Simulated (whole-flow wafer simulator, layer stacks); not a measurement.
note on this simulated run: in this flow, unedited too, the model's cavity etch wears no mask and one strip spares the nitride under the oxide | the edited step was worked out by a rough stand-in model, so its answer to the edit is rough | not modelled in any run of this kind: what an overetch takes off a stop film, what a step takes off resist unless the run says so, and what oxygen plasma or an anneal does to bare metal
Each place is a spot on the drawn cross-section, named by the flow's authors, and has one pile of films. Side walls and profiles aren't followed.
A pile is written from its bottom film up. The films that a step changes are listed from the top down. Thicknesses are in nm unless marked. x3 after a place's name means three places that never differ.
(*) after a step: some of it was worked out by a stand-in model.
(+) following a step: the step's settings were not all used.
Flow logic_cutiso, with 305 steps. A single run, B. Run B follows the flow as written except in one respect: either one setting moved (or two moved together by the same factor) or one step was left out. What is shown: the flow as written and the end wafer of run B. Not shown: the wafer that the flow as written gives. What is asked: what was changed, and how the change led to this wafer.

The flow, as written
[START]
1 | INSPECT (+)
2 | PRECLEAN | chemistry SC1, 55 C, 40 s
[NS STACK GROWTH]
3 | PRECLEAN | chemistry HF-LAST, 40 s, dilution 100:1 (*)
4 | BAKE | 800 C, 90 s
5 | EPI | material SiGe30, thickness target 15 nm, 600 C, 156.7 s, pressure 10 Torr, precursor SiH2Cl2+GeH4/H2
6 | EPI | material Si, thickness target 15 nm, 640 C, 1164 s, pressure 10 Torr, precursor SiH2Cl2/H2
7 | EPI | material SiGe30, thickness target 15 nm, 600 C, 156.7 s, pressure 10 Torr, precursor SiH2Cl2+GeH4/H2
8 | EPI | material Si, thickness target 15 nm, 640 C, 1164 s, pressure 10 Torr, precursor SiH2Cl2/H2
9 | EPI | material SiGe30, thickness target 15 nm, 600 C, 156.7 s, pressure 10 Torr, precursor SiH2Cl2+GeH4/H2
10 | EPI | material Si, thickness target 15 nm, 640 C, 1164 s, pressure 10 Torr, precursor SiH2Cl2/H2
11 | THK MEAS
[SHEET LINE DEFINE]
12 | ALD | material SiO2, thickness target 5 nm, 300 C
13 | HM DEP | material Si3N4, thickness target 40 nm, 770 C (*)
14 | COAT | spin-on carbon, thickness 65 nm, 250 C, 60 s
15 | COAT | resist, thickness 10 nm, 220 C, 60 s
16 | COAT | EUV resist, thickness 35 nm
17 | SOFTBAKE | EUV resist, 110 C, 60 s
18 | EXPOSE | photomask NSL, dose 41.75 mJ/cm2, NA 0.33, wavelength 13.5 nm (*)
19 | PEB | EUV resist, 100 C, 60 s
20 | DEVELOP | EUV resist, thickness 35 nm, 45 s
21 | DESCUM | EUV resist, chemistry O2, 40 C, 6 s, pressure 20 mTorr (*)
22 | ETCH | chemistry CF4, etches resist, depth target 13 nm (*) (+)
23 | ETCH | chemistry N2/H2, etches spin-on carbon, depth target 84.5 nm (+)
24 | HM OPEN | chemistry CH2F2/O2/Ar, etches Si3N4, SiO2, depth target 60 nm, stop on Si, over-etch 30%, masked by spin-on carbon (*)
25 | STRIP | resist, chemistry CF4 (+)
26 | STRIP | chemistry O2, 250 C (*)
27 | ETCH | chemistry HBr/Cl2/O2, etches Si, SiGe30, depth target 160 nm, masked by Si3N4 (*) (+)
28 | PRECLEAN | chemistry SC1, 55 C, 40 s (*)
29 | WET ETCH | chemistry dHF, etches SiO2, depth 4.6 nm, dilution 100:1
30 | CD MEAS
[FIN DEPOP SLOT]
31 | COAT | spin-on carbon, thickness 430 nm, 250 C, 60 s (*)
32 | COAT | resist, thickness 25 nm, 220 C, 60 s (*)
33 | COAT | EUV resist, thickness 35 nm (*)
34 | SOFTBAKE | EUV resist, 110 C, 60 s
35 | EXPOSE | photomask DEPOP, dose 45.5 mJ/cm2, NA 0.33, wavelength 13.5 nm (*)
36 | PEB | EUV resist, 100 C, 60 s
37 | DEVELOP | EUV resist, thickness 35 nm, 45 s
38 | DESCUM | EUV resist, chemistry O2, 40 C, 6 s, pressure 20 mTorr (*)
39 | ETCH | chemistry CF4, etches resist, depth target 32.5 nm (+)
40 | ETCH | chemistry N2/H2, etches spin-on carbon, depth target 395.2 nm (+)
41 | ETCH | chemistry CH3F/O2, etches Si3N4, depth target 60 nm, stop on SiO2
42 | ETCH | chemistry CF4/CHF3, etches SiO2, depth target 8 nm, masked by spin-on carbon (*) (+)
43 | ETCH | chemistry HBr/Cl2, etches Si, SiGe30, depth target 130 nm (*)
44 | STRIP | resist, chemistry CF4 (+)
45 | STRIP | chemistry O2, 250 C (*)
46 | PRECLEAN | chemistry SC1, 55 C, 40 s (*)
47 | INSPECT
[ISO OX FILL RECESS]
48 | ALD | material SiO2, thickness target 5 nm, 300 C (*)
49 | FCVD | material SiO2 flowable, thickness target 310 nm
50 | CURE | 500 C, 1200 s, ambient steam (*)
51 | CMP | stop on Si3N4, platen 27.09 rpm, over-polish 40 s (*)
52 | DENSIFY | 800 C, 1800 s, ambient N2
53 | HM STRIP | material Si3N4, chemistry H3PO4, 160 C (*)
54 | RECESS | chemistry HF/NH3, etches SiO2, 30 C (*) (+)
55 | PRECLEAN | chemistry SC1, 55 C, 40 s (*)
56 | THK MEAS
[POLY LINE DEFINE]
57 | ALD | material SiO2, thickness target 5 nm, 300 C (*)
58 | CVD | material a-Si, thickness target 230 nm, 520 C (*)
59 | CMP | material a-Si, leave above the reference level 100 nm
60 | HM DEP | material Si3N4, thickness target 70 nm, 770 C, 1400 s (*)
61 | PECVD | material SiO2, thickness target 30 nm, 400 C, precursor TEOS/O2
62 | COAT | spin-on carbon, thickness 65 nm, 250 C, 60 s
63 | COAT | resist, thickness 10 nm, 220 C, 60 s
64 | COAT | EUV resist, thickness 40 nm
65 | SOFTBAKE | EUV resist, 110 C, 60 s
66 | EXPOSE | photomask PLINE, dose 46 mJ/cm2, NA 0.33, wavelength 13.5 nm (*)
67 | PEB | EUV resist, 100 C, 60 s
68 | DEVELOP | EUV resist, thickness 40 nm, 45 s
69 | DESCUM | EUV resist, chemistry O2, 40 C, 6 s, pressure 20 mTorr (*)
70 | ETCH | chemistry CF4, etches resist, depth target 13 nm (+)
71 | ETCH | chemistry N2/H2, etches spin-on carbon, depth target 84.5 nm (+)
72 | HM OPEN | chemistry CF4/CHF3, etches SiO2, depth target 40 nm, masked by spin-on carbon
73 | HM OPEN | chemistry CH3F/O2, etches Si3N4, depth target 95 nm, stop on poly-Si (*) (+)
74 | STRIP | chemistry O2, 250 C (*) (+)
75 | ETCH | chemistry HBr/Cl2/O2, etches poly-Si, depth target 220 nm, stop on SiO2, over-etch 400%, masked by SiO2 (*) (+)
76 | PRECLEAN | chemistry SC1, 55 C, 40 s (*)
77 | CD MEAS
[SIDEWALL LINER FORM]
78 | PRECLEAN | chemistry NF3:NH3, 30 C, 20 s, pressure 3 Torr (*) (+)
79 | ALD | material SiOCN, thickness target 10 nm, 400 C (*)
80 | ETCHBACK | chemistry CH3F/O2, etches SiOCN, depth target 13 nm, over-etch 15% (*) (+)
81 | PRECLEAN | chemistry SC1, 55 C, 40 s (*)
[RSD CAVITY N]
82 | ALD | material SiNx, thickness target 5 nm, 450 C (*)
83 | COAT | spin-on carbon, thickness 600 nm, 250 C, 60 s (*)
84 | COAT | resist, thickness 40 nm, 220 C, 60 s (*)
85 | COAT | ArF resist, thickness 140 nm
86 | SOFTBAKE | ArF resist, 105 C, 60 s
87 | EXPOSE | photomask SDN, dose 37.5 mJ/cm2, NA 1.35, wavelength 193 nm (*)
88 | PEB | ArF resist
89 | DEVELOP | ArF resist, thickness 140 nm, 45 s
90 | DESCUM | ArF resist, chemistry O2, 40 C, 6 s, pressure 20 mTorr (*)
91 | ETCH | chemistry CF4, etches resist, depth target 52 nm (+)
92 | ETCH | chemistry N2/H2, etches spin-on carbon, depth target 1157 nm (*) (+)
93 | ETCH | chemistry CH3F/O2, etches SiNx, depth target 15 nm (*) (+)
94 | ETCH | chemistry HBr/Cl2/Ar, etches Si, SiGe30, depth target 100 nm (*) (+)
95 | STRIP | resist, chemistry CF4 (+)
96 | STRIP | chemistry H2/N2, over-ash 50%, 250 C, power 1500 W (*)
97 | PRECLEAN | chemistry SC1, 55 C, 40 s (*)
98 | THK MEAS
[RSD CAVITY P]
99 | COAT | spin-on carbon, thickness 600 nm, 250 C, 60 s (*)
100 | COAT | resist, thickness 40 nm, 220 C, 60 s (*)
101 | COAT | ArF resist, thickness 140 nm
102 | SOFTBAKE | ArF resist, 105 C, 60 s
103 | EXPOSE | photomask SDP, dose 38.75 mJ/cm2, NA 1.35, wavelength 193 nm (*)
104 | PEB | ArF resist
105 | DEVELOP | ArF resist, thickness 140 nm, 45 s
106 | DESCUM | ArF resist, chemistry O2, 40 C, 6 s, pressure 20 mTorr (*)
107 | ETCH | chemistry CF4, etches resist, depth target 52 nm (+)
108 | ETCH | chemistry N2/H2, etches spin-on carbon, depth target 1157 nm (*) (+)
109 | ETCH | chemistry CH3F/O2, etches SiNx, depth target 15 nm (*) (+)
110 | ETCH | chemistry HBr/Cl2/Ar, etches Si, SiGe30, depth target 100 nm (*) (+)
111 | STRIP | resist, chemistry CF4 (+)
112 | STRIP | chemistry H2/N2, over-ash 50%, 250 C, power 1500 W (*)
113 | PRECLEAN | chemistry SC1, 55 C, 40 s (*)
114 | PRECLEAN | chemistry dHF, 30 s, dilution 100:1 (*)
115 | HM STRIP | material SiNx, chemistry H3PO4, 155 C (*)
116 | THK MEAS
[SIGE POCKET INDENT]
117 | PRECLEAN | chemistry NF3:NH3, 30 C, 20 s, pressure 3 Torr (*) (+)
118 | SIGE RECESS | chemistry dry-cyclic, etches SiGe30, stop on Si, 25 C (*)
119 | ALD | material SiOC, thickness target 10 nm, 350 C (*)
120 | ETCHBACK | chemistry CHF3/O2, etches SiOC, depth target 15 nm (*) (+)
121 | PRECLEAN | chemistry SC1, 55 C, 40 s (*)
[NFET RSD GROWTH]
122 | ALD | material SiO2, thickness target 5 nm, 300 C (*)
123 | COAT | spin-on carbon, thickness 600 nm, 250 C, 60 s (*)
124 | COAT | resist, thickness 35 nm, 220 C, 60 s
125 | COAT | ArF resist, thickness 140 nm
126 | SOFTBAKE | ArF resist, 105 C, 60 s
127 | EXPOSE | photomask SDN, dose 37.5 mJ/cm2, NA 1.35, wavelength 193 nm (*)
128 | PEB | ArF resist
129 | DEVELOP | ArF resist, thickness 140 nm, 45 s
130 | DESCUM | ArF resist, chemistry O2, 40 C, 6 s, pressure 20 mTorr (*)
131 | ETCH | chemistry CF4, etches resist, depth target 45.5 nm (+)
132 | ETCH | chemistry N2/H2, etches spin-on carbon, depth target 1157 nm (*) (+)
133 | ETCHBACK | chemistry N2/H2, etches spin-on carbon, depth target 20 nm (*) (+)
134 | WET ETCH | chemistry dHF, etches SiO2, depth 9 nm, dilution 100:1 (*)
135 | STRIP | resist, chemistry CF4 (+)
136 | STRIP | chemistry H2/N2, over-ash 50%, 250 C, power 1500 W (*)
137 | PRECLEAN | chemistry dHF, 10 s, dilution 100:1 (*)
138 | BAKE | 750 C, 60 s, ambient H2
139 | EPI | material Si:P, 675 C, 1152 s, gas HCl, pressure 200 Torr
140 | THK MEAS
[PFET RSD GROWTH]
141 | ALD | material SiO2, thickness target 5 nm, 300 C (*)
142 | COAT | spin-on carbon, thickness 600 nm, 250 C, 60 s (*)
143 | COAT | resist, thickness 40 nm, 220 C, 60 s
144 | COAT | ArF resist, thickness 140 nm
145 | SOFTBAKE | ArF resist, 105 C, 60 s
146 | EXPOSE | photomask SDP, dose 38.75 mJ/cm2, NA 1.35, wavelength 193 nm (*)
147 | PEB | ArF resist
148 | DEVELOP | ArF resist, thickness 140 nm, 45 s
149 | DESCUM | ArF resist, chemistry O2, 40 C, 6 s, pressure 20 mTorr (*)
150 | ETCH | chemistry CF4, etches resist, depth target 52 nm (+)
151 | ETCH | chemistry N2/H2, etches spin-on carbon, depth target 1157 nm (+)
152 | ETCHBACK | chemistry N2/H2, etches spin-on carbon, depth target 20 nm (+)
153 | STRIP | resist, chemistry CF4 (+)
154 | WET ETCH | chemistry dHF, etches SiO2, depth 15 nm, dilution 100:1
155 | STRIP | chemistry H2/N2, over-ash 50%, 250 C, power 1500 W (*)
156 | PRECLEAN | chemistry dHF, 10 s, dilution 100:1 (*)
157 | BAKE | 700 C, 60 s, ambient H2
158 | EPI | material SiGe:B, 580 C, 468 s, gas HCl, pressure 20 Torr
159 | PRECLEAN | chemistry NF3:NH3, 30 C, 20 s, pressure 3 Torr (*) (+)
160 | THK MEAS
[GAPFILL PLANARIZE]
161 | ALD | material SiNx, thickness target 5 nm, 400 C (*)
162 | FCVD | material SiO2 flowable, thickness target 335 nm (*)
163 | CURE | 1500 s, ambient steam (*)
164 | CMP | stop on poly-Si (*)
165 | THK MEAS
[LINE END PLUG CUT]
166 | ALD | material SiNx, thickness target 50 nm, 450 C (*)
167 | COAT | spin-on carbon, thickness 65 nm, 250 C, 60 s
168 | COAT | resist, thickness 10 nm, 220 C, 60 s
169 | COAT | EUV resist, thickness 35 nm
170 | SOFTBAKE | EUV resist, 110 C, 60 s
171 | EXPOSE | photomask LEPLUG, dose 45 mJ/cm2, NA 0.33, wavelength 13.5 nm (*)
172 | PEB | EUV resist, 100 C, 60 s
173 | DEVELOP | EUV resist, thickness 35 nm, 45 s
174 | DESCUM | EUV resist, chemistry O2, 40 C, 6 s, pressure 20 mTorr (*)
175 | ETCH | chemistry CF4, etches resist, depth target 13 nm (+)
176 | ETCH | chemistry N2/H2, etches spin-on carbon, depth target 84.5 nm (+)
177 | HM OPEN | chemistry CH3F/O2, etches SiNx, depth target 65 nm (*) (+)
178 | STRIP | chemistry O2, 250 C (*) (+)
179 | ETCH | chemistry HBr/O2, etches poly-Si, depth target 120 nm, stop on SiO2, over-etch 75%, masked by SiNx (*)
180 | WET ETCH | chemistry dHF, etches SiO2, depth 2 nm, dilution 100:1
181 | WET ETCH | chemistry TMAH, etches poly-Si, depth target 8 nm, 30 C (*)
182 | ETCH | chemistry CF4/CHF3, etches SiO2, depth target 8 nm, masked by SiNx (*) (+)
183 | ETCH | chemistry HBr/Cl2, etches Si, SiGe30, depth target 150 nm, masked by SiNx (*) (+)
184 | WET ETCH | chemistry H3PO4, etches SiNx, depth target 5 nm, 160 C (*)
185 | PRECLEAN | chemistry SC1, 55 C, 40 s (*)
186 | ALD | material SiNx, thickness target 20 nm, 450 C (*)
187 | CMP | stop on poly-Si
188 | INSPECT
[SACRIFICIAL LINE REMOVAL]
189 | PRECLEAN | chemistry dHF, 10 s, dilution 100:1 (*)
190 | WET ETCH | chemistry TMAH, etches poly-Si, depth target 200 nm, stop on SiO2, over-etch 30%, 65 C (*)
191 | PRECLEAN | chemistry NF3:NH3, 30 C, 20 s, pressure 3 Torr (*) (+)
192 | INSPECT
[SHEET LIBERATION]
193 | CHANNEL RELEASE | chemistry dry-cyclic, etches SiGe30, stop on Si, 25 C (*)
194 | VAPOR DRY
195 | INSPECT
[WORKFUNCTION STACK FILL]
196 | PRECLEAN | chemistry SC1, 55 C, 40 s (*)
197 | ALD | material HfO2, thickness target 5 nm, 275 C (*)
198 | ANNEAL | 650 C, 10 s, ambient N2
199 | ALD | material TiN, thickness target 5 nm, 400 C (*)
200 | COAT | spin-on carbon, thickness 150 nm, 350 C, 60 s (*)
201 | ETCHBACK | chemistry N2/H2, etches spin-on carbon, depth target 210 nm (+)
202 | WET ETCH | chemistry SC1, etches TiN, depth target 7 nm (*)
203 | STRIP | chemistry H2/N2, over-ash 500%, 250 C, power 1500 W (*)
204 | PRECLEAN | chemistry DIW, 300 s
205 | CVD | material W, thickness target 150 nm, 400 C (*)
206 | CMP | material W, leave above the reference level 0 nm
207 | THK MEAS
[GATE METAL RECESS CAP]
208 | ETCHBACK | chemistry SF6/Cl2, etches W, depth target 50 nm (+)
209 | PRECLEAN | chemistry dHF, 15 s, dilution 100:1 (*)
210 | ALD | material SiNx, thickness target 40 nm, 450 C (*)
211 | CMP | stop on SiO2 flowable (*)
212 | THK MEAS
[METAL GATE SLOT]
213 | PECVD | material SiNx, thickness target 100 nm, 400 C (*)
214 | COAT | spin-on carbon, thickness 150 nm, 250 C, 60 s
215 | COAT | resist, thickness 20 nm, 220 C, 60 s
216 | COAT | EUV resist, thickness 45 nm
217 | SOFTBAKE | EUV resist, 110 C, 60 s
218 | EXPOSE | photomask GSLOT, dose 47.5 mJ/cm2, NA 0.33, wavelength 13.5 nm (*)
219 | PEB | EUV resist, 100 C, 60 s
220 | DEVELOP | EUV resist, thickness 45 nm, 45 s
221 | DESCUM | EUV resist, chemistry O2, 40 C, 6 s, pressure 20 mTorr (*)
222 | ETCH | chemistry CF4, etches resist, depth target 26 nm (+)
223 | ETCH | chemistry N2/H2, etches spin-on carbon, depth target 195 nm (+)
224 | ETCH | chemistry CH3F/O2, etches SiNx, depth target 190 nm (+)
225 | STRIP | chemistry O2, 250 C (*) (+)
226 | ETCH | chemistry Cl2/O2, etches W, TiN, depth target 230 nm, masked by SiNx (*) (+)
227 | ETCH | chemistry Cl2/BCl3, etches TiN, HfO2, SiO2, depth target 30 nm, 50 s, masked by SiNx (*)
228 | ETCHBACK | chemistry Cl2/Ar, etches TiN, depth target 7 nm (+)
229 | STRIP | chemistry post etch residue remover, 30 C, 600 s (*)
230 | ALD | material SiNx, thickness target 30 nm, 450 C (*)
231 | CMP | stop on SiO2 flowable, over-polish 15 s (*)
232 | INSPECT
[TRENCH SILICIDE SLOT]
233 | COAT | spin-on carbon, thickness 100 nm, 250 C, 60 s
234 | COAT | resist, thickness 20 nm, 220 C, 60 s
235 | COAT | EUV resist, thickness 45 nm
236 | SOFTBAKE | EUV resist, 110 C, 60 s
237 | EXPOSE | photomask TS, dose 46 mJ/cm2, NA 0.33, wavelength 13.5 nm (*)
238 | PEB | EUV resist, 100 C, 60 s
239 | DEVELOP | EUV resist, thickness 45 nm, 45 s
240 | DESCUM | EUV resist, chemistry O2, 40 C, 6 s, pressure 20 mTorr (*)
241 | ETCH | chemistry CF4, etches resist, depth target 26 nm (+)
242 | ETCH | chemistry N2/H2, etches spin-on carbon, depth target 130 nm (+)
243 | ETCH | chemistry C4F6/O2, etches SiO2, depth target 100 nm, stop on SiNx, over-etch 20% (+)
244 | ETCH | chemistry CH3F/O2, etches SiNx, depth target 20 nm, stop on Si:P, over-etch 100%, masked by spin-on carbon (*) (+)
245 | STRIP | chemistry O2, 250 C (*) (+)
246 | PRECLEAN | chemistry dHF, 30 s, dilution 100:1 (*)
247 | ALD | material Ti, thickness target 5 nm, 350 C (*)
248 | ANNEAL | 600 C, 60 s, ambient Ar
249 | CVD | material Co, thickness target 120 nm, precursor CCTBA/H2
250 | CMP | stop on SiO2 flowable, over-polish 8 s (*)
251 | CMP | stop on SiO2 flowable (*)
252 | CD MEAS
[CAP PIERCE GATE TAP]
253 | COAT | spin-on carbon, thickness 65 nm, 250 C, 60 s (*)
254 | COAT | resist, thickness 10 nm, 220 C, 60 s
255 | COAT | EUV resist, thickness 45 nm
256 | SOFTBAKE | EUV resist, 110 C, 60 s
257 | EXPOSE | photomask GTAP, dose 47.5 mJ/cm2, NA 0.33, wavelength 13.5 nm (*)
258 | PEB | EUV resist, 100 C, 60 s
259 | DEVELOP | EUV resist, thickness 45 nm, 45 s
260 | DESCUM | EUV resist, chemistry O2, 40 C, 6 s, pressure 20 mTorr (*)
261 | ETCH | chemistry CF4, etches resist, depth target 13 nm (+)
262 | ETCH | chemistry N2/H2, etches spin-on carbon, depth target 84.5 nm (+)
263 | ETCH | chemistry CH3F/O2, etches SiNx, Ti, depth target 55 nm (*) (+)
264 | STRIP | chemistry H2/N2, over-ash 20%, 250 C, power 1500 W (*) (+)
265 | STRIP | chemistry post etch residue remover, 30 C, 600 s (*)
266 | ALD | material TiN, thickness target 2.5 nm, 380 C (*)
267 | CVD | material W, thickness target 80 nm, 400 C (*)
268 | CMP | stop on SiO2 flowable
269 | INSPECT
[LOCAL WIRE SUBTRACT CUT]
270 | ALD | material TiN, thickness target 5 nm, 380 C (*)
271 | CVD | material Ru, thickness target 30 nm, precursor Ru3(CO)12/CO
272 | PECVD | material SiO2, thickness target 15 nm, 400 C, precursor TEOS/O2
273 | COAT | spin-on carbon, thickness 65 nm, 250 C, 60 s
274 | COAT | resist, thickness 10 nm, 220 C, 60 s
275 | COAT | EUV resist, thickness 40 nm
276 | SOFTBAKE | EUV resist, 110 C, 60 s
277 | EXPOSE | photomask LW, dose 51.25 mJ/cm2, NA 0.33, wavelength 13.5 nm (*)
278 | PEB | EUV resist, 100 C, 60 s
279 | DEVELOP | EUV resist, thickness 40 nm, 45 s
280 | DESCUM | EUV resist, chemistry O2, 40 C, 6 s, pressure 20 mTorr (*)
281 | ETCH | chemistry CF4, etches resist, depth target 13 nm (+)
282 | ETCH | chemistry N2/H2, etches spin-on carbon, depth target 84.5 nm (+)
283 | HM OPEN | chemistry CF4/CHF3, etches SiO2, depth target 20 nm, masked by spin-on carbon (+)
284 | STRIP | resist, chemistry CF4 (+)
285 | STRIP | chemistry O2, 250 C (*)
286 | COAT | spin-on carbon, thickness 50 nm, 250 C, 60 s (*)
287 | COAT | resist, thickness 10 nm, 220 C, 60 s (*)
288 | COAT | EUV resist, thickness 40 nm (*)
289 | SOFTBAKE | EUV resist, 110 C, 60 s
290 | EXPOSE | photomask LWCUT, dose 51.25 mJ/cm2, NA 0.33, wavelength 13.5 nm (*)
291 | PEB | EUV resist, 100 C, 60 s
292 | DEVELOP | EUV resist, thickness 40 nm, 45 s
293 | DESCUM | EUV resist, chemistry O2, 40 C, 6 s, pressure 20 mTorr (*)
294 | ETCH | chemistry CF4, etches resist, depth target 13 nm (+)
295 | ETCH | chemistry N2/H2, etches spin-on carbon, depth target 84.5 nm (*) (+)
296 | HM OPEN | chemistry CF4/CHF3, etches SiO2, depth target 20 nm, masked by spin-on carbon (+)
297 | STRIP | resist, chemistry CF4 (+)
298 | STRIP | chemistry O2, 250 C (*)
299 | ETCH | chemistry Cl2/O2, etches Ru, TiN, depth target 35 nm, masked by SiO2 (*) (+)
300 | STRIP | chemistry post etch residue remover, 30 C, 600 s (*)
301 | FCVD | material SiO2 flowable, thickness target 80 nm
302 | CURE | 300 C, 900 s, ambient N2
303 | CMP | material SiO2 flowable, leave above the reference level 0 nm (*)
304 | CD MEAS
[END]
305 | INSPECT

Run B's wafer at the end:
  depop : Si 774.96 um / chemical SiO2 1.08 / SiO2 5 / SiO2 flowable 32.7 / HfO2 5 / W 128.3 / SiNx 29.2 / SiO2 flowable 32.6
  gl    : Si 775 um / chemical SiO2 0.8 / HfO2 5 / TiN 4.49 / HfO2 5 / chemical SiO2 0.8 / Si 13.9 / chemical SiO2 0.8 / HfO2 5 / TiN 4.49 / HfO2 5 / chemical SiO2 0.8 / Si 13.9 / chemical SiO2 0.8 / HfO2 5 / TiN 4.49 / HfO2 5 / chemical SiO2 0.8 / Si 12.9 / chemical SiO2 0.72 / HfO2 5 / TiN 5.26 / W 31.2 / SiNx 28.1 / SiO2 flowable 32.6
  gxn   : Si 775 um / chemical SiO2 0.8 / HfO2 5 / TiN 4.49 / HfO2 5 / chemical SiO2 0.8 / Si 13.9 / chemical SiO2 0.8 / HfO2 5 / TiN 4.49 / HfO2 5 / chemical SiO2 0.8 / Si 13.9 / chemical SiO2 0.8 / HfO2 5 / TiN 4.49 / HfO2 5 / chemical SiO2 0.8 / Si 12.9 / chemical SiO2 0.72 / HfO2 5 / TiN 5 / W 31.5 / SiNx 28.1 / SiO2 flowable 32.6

Cause: step 270, ALD: thickness target 2.2 nm was run, while the flow as written has thickness target 5 nm.

Step by step, how the change led to this:
  270 | ALD | material TiN, thickness target 5 nm, 380 C (*)
      depop, dpovl, gfld and 19 more: +2.2 TiN (new film) (it would be, as written: +5 TiN (new film))
  299 | ETCH | chemistry Cl2/O2, etches Ru, TiN, depth target 35 nm, masked by SiO2 (*) (+)
      depop, dpovl, gfld and 9 more: -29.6 Ru (all of it), -2.2 TiN (all of it), -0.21 SiNx (it would be, as written: -29.6 Ru (all of it), -5 TiN (all of it))
      iso, rsdx: -29.6 Ru (all of it), -2.2 TiN (all of it), -0.11 SiO2 flowable (it would be, as written: -29.6 Ru (all of it), -5 TiN (all of it))
      (also at 4 further places)
  301 | FCVD | material SiO2 flowable, thickness target 80 nm
      lnrt, rsdn, rsdp, tap: +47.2 SiO2 flowable (new film) (it would be, as written: +45.3 SiO2 flowable (new film))
  303 | CMP | material SiO2 flowable, leave above the reference level 0 nm (*)
      gfld, gl, glp and 10 more: -61.1 SiO2 flowable (it would be, as written: -59.2 SiO2 flowable)
      depop, dpovl, isow, ns, nsgap: -47.3 SiO2 flowable (it would be, as written: -44.7 SiO2 flowable)
      (also at 4 further places)
